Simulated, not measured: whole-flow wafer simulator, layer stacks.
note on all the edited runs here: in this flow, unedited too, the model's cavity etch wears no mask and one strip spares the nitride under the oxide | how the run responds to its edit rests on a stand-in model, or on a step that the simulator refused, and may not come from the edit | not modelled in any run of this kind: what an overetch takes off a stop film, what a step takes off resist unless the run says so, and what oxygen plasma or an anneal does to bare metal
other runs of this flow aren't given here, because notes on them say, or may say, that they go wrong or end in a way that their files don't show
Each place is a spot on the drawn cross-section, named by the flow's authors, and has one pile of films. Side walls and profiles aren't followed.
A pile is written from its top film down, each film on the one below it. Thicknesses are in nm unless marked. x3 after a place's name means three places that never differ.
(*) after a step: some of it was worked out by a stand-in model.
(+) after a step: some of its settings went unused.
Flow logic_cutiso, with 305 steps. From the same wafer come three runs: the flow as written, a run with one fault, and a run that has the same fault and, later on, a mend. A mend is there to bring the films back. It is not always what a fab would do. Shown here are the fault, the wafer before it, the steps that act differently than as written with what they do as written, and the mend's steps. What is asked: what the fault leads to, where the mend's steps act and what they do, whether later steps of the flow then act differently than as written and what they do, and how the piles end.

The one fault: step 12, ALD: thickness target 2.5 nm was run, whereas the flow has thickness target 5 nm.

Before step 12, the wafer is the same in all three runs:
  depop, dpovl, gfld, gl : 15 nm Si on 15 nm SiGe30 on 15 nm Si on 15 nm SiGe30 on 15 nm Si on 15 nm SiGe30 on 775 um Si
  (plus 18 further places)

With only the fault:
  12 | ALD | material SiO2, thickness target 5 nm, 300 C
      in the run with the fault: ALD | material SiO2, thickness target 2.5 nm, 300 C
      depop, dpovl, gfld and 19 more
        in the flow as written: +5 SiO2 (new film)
        in the run with the fault: +2.5 SiO2 (new film)
  Later steps of the flow acting differently than as written (not shown: 10 more steps that differ only slightly, by at most 2% or 0.5 nm, whichever is larger):
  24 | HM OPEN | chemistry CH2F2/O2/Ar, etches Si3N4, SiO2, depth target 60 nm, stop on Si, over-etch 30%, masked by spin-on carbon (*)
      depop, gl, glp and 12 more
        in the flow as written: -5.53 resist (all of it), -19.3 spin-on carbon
        in the run with the fault: -5.53 resist (all of it), -18 spin-on carbon
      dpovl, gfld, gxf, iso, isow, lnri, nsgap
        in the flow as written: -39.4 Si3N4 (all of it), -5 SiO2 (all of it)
        in the run with the fault: -39.4 Si3N4 (all of it), -2.5 SiO2 (all of it)
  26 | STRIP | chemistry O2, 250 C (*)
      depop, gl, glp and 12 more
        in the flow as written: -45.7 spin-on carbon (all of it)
        in the run with the fault: -47 spin-on carbon (all of it)
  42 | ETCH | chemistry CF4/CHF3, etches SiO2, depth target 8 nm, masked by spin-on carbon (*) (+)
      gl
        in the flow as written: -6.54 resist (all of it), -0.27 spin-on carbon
        in the run with the fault: -3.62 resist
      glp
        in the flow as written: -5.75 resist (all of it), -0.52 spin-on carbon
        in the run with the fault: -3.62 resist
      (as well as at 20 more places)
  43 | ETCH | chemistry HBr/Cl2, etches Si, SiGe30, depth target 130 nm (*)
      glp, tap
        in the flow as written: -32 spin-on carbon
        in the run with the fault: -2.13 resist (all of it), -29 spin-on carbon
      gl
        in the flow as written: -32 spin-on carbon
        in the run with the fault: -2.91 resist (all of it), -27.9 spin-on carbon
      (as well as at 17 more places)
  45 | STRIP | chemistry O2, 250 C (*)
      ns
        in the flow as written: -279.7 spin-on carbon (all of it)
        in the run with the fault: -285.5 spin-on carbon (all of it)
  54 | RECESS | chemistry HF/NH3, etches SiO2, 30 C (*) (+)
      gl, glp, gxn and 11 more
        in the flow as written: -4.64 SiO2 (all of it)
        in the run with the fault: -2.14 SiO2 (all of it)
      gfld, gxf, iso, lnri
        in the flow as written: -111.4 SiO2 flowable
        in the run with the fault: -109 SiO2 flowable
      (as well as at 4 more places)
  The piles end only slightly different from the flow's at the places that both follow, by no more than 2% or 0.5 nm, whichever is larger.

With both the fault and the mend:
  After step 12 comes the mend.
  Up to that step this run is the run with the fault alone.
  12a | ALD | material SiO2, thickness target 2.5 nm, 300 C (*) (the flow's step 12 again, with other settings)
      depop, dpovl, gfld and 19 more
        +2.5 SiO2
  Every later step of the flow that is run acts as written at every place that is followed.
  The piles end the same as the flow's at every place that both follow.
